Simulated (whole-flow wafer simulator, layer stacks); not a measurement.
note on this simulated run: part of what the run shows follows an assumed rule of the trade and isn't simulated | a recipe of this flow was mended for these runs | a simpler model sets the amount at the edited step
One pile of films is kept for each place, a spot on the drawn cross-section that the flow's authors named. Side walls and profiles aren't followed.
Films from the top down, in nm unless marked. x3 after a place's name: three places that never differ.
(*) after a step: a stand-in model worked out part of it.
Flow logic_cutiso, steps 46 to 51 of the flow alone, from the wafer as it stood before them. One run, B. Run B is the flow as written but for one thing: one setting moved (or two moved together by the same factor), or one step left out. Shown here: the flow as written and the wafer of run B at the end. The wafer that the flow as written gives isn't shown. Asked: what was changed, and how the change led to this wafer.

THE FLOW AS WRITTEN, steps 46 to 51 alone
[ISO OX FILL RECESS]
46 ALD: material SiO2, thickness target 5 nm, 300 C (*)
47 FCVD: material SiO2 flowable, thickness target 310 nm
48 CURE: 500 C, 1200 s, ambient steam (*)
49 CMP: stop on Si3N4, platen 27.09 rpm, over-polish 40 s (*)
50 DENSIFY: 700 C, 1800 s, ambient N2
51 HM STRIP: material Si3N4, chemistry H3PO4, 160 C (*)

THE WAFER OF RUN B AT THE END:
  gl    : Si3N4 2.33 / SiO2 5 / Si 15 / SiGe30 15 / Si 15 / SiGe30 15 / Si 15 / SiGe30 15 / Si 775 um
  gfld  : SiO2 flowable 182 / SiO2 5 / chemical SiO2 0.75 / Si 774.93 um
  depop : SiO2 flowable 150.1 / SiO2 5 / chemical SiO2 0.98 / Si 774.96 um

The cause: step 51, HM STRIP: 149 C was run, where the flow has 160 C.

How the change led to this, step by step:
  51 HM STRIP: material Si3N4, chemistry H3PO4, 160 C (*)
      gl, glp, gxn x2 and 10 more: Si3N4 -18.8 (as written it would be: Si3N4 -21.2 (all of it), SiO2 -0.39)
      depop, dpovl, gfld, gxf, iso, isow, lnri, nsgap: SiO2 flowable -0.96 (as written it would be: SiO2 flowable -2.22)
